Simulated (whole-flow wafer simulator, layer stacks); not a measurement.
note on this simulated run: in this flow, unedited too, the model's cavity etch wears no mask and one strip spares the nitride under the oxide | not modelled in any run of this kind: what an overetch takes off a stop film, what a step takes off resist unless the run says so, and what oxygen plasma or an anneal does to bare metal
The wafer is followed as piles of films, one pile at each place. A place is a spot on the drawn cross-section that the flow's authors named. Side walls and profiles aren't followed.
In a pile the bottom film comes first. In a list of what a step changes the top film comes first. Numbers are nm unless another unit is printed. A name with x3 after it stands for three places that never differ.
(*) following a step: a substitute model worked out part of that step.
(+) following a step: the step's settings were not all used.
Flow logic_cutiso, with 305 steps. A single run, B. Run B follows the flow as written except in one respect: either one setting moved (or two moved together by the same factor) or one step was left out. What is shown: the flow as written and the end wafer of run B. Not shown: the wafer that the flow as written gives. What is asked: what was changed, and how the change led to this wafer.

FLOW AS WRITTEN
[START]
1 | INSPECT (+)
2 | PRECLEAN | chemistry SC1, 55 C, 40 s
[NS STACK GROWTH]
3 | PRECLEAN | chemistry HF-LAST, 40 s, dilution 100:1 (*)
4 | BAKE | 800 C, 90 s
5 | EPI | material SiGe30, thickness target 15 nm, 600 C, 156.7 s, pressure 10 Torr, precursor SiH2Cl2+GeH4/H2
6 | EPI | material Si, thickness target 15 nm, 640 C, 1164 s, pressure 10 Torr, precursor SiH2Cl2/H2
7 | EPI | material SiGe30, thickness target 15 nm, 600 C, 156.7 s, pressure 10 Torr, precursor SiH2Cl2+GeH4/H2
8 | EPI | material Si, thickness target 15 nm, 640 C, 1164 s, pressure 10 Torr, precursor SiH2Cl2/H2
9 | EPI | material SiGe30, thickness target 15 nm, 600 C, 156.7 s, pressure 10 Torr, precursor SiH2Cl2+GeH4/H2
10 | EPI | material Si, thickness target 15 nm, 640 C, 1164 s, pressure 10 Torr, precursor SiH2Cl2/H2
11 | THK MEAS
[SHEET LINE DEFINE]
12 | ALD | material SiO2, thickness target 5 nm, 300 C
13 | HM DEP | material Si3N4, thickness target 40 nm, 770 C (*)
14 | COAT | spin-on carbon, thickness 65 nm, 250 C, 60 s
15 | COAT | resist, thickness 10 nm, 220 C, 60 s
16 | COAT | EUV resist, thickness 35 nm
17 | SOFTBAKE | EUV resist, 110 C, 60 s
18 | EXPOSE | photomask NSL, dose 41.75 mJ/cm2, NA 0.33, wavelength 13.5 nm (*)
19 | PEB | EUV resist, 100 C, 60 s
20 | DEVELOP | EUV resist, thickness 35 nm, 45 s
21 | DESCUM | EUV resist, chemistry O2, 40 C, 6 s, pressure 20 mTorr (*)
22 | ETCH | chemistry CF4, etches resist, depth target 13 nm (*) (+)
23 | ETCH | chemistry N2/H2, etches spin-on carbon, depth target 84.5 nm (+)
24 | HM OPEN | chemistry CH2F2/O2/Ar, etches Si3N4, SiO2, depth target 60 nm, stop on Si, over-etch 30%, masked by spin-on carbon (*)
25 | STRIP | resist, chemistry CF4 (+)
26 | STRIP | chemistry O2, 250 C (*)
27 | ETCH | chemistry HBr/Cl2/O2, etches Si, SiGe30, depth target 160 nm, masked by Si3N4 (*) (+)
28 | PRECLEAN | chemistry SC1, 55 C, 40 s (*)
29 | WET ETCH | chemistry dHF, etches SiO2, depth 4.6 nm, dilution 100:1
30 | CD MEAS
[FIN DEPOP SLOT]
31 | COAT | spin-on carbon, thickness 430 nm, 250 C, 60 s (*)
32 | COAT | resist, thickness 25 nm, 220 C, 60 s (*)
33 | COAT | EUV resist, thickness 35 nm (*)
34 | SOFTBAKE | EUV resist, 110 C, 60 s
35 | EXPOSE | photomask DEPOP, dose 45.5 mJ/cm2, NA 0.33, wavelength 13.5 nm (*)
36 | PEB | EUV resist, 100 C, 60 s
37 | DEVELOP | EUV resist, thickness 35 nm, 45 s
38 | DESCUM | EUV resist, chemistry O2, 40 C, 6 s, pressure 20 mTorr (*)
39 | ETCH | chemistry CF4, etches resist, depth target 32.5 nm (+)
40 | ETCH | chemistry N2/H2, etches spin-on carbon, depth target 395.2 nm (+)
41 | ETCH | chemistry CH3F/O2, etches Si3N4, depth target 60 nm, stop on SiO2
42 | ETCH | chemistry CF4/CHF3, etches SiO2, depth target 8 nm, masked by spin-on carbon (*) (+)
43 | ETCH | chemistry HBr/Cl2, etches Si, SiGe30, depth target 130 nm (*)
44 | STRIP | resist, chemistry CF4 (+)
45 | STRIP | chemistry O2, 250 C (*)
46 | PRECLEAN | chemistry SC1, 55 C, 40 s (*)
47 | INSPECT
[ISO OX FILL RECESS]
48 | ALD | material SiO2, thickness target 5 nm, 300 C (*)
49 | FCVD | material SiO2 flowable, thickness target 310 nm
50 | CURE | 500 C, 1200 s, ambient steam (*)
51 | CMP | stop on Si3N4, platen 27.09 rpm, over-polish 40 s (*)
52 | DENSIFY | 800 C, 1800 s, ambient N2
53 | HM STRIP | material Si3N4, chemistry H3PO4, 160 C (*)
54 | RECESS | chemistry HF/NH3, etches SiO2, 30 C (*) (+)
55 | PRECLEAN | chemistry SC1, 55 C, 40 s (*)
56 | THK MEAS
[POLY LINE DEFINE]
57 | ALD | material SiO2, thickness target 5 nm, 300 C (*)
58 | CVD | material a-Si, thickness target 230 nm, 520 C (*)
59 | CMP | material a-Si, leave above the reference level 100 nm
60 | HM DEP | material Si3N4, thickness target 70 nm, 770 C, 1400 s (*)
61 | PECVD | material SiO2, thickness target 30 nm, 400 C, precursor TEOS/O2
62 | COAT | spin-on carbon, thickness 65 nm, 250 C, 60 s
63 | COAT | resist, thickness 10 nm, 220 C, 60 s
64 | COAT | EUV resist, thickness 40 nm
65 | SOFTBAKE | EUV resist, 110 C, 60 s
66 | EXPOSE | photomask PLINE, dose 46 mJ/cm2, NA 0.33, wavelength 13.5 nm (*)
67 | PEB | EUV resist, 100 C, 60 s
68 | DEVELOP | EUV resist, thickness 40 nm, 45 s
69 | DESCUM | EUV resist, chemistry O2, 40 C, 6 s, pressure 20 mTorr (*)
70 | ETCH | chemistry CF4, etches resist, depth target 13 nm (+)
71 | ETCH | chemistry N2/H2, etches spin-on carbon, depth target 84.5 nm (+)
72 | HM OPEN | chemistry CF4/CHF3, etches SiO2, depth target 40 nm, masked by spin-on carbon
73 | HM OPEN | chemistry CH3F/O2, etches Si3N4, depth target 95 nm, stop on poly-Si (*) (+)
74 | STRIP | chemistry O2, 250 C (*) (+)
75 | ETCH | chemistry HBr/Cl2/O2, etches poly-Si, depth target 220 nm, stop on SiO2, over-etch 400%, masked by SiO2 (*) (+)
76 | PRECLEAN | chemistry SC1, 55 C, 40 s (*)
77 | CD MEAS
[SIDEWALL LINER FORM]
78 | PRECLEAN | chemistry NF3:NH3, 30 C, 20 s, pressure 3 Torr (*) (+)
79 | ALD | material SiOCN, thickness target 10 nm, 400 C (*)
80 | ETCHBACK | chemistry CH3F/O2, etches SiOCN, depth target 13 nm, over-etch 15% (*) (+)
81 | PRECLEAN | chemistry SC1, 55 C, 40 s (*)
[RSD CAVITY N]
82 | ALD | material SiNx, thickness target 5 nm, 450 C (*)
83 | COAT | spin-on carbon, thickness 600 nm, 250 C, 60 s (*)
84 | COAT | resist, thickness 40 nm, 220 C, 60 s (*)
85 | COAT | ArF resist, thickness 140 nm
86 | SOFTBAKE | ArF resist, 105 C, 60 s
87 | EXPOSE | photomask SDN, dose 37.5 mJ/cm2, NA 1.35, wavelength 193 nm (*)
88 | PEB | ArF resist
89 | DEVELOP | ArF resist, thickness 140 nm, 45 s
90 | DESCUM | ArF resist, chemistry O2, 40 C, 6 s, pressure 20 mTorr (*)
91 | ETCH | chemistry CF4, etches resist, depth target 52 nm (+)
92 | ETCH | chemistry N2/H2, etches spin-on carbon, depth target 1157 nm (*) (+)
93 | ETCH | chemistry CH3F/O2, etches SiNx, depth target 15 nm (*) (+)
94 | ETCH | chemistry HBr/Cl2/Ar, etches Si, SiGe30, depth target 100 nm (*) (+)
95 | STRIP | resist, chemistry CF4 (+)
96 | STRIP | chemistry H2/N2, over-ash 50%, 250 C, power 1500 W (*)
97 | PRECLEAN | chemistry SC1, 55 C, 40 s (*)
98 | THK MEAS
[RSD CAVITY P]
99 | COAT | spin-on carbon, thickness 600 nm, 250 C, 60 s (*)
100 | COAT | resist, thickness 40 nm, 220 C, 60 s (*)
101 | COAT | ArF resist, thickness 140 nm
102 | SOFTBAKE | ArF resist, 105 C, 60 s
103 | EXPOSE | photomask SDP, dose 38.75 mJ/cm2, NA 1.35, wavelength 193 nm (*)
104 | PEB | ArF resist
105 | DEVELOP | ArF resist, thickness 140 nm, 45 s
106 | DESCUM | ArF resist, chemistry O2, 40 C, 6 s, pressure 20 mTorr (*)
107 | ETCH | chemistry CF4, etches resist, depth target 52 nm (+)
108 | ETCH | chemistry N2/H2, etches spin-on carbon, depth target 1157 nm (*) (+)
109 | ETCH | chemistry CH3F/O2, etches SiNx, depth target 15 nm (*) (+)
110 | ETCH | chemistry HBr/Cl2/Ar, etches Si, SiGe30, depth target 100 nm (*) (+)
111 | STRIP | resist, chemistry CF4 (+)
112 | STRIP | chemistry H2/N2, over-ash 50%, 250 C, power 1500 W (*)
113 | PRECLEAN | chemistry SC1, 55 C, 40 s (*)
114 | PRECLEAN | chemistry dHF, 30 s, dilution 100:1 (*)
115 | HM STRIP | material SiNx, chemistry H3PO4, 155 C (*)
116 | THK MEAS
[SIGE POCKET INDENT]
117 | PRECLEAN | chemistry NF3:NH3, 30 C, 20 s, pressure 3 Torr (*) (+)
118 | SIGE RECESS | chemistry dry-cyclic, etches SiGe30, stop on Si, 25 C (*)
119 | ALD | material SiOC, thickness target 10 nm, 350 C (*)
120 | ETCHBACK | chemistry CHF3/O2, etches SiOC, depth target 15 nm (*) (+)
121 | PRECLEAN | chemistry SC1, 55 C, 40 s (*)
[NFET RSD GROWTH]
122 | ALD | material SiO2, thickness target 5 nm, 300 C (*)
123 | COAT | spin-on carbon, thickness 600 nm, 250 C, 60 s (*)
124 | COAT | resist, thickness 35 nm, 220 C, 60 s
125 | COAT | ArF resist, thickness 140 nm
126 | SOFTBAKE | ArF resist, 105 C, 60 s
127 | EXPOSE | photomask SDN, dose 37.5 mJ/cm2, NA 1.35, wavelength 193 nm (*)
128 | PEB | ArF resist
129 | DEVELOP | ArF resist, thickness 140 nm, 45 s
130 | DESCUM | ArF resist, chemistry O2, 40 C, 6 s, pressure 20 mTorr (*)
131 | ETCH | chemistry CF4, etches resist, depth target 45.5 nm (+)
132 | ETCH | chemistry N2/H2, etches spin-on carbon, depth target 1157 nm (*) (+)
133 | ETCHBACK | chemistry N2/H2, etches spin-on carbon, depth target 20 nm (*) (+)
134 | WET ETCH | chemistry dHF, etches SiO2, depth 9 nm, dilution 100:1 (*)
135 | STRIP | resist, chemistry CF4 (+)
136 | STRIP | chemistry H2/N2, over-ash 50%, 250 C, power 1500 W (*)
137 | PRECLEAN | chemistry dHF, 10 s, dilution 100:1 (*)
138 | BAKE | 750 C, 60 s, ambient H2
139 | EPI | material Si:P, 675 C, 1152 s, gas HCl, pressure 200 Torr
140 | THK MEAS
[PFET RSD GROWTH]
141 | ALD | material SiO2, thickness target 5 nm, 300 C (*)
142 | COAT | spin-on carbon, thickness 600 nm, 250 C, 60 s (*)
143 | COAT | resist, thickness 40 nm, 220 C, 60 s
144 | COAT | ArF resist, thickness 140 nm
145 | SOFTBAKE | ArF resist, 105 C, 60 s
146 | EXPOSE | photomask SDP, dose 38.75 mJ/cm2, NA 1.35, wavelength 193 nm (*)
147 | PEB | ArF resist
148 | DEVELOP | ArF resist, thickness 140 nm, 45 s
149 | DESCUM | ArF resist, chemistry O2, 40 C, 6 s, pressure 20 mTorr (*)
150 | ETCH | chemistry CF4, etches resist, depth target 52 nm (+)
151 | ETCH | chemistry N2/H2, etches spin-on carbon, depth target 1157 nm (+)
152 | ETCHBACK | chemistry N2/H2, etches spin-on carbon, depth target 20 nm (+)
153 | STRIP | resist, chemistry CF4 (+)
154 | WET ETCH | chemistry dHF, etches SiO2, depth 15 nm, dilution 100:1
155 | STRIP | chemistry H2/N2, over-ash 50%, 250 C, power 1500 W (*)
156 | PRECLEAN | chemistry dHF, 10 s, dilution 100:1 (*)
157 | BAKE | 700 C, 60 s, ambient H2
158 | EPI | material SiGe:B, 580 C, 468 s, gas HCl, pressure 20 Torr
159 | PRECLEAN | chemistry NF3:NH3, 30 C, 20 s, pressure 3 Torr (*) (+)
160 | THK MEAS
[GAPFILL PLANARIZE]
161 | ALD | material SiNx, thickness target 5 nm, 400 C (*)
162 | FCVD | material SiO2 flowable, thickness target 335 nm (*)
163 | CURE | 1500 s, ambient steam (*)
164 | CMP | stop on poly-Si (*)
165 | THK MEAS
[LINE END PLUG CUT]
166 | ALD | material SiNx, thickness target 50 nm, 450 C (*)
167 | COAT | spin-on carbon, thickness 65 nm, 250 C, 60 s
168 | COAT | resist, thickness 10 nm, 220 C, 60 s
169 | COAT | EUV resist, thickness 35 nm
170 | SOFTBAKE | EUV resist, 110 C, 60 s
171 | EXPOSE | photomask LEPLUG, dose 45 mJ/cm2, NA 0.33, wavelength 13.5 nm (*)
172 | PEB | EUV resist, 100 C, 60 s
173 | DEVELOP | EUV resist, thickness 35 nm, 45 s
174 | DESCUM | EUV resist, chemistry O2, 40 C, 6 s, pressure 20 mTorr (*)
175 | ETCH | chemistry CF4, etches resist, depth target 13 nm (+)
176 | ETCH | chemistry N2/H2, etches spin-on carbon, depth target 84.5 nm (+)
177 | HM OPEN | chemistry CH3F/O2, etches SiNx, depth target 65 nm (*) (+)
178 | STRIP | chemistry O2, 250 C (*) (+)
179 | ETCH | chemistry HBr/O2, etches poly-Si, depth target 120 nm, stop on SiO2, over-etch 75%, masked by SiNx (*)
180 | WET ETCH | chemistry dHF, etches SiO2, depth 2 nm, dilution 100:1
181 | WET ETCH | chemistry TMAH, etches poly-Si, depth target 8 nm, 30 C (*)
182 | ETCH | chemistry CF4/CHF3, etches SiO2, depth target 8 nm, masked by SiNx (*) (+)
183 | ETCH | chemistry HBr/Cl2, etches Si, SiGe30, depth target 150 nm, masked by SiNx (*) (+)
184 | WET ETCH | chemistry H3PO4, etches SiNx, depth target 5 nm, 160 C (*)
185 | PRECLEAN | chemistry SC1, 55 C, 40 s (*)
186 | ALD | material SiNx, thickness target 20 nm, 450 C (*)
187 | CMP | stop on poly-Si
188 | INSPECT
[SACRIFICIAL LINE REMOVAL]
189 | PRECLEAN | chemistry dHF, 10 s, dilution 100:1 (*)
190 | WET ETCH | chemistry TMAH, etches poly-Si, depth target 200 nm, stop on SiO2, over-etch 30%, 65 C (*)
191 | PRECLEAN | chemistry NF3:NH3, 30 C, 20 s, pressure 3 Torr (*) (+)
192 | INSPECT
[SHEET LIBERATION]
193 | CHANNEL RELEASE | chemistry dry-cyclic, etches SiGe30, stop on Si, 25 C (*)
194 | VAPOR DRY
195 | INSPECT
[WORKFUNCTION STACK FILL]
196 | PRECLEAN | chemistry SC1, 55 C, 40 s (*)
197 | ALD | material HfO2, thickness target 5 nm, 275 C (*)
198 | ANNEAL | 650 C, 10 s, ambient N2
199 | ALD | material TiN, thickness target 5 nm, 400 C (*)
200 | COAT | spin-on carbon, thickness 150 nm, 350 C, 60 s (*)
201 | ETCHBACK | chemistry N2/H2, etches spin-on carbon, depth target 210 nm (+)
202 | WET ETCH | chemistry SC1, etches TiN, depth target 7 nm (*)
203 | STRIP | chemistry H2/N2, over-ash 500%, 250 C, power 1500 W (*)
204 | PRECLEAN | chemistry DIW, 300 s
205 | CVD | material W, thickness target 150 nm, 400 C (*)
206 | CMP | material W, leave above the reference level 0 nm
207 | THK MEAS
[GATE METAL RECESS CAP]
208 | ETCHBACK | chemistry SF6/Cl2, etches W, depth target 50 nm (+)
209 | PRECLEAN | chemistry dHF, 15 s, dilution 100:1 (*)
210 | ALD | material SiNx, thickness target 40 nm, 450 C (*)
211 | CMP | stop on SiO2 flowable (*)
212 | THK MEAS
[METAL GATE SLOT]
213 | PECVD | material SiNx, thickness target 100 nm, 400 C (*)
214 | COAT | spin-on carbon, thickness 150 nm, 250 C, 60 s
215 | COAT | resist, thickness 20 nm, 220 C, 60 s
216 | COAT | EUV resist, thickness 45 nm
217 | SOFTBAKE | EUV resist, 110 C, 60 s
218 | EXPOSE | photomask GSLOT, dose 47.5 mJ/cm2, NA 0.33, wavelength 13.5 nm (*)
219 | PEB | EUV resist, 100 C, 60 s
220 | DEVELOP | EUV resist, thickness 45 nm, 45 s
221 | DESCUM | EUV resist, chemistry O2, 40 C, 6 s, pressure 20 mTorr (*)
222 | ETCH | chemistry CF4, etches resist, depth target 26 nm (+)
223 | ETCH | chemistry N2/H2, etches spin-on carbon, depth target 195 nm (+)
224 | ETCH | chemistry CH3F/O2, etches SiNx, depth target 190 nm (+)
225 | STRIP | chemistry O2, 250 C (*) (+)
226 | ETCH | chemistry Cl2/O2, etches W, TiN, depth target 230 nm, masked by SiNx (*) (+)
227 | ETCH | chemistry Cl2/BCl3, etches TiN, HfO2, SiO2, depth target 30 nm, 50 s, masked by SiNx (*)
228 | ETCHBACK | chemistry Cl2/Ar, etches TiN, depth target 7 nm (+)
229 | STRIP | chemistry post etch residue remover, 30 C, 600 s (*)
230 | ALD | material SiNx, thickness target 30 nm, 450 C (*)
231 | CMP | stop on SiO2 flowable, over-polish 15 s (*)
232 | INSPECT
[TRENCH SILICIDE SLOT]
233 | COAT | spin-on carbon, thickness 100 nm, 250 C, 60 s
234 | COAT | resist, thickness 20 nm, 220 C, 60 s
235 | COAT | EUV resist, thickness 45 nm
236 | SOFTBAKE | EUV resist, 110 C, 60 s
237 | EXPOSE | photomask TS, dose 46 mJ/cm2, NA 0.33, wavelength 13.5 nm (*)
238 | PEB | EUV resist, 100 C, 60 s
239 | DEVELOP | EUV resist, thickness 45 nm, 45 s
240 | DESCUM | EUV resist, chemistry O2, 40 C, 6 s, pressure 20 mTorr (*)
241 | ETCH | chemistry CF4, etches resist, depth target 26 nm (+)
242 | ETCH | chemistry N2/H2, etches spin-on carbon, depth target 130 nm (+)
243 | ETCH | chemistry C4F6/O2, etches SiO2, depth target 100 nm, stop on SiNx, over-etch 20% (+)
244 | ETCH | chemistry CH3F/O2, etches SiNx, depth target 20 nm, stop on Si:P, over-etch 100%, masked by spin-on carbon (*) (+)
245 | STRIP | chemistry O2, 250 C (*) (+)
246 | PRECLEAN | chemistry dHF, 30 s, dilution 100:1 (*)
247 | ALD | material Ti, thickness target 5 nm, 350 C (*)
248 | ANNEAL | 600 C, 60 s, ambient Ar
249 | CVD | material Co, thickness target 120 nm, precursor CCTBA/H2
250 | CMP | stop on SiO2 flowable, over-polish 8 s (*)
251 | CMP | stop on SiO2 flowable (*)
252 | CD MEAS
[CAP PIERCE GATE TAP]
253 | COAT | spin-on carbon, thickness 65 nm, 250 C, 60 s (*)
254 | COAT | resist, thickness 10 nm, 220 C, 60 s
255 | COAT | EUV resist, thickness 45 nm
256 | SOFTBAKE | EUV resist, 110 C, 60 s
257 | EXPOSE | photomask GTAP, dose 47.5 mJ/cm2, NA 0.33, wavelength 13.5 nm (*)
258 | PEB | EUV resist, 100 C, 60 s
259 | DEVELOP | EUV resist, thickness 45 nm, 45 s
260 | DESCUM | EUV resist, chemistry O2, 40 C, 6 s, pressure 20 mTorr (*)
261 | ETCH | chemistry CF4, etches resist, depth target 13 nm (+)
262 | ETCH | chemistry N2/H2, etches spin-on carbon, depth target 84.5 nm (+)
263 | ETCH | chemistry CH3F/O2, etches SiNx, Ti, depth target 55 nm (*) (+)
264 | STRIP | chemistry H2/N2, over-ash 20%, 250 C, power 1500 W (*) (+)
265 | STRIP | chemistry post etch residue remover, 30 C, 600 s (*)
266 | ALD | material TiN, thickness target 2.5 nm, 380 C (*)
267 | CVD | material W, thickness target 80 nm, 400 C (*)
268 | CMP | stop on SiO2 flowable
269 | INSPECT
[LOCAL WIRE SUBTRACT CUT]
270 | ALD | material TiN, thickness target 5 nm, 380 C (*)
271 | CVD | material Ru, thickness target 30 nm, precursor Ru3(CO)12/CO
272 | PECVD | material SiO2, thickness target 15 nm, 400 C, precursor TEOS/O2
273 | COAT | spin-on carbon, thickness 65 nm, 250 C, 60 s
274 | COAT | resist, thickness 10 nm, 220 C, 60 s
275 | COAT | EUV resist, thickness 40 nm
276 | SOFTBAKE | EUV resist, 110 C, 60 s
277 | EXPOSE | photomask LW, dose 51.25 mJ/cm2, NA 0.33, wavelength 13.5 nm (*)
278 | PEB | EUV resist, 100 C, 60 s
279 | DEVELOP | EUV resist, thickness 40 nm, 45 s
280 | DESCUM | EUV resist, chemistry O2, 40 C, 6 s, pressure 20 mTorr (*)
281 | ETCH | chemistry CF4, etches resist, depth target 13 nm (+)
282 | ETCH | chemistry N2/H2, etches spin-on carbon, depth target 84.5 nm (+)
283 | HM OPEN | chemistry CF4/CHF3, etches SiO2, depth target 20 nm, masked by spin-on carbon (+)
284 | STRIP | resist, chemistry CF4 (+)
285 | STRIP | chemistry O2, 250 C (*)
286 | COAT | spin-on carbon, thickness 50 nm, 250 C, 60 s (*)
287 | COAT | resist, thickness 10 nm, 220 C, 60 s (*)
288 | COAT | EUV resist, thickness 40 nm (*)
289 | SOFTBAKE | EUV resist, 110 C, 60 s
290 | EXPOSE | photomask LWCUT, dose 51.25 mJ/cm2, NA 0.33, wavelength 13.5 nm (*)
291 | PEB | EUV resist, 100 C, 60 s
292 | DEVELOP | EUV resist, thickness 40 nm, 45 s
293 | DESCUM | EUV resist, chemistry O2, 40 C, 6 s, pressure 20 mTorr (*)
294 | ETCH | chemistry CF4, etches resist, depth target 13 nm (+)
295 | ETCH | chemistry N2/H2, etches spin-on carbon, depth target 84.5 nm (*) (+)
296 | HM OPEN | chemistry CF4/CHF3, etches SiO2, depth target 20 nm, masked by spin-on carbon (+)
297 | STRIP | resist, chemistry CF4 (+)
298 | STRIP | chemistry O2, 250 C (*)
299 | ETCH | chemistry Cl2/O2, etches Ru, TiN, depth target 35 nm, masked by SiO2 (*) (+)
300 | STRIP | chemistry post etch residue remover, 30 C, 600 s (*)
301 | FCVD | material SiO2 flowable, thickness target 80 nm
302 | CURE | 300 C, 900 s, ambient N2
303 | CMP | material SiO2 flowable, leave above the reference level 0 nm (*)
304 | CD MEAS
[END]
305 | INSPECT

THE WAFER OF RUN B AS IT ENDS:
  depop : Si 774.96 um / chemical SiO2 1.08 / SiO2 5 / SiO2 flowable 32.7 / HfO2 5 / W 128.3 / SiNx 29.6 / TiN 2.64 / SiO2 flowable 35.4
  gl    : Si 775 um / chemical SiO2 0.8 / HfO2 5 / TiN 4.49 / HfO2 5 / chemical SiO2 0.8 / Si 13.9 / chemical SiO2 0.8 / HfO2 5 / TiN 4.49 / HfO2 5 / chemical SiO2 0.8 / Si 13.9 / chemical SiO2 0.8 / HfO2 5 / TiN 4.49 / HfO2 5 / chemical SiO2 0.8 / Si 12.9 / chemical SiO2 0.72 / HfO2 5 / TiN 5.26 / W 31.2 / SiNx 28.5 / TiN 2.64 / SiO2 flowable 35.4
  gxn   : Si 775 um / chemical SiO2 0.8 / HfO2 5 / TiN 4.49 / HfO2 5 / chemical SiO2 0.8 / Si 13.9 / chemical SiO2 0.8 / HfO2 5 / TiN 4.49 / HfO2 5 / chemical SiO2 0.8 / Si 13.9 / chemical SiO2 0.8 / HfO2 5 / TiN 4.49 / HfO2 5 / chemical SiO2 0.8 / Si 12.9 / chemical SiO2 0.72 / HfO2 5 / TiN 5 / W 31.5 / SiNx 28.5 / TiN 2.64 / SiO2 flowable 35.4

Cause: step 271, CVD: thickness target 33 nm was run, while the flow as written has thickness target 30 nm.

How this came from the change, step by step:
  271 | CVD | material Ru, thickness target 30 nm, precursor Ru3(CO)12/CO
      depop, dpovl, gfld and 19 more: Ru gains 33 (new film) (in the flow as written it would be: Ru gains 30 (new film))
  299 | ETCH | chemistry Cl2/O2, etches Ru, TiN, depth target 35 nm, masked by SiO2 (*) (+)
      depop, dpovl, gfld and 14 more: Ru loses 32.6 (all of it), TiN loses 2.36 (in the flow as written it would be: Ru loses 29.6 (all of it), TiN loses 5 (all of it))
      rsdw: Ru loses 32.6 (all of it), TiN loses 2.35 (in the flow as written it would be: Ru loses 29.6 (all of it), TiN loses 5 (all of it))
  301 | FCVD | material SiO2 flowable, thickness target 80 nm
      iso, rsdx: SiO2 flowable gains 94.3 (new film) (in the flow as written it would be: SiO2 flowable gains 94.2)
With metal films that touch counted as one body, depop has 2 bodies (between them, from the top down: SiNx 29.6); the flow as written gives 1 body.
With metal films that touch counted as one body, gl has 5 bodies (between them, from the top down: SiNx 28.5; HfO2 5 / chemical SiO2 0.72 / Si 12.9 / chemical SiO2 0.8 / HfO2 5; HfO2 5 / chemical SiO2 0.8 / Si 13.9 / chemical SiO2 0.8 / HfO2 5; HfO2 5 / chemical SiO2 0.8 / Si 13.9 / chemical SiO2 0.8 / HfO2 5); the flow as written gives 4 bodies (between them, from the top down: HfO2 5 / chemical SiO2 0.72 / Si 12.9 / chemical SiO2 0.8 / HfO2 5; HfO2 5 / chemical SiO2 0.8 / Si 13.9 / chemical SiO2 0.8 / HfO2 5; HfO2 5 / chemical SiO2 0.8 / Si 13.9 / chemical SiO2 0.8 / HfO2 5).
With metal films that touch counted as one body, gxn has 5 bodies (between them, from the top down: SiNx 28.5; HfO2 5 / chemical SiO2 0.72 / Si 12.9 / chemical SiO2 0.8 / HfO2 5; HfO2 5 / chemical SiO2 0.8 / Si 13.9 / chemical SiO2 0.8 / HfO2 5; HfO2 5 / chemical SiO2 0.8 / Si 13.9 / chemical SiO2 0.8 / HfO2 5); the flow as written gives 4 bodies (between them, from the top down: HfO2 5 / chemical SiO2 0.72 / Si 12.9 / chemical SiO2 0.8 / HfO2 5; HfO2 5 / chemical SiO2 0.8 / Si 13.9 / chemical SiO2 0.8 / HfO2 5; HfO2 5 / chemical SiO2 0.8 / Si 13.9 / chemical SiO2 0.8 / HfO2 5).
